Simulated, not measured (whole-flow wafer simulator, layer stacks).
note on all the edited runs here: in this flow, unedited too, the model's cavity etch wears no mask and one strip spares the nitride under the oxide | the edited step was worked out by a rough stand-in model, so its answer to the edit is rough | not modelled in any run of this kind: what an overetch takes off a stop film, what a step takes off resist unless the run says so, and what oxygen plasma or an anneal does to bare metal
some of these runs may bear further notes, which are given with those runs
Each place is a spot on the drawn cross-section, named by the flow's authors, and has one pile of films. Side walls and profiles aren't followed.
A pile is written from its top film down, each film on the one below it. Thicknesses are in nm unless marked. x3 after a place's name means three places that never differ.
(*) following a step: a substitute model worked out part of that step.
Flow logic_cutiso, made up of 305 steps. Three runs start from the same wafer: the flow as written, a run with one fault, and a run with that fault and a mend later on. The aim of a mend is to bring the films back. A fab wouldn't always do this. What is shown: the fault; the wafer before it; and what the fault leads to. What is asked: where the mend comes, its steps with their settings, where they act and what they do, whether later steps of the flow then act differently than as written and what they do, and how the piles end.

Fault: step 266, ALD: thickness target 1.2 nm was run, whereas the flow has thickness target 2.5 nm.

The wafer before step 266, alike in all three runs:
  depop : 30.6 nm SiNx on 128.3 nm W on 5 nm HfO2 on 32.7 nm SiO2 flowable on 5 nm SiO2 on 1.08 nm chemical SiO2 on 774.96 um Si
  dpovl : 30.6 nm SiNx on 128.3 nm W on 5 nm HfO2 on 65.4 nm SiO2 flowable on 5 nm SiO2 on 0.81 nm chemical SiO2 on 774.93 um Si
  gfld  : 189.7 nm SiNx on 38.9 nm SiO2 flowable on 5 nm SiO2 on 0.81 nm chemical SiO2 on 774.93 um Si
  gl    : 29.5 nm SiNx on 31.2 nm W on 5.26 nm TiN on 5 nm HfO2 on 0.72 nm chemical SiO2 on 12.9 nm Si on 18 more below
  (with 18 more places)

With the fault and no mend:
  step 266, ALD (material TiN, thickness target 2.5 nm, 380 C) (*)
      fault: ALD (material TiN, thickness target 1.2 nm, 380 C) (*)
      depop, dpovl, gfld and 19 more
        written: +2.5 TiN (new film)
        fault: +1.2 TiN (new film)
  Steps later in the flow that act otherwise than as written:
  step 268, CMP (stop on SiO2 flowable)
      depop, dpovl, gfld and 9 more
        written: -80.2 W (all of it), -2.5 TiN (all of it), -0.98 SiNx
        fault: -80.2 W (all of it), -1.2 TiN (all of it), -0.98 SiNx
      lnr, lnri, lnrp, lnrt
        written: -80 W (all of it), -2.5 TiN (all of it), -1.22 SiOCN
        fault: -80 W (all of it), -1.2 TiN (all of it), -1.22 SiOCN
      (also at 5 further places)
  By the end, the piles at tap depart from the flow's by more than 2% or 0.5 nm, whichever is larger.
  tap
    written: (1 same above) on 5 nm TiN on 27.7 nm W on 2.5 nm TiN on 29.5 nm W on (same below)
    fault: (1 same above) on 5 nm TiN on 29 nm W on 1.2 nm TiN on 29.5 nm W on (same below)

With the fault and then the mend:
  The mend follows step 266.
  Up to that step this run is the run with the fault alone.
  step 266a, ALD (material TiN, thickness target 1.3 nm, 380 C) (*) (the flow's step 266 again, with other settings)
      depop, dpovl, gfld and 19 more
        +1.3 TiN
  None of the later steps of the flow acts differently than as written at any place that is followed.
  By the end, the piles equal the flow's at every place that both follow.
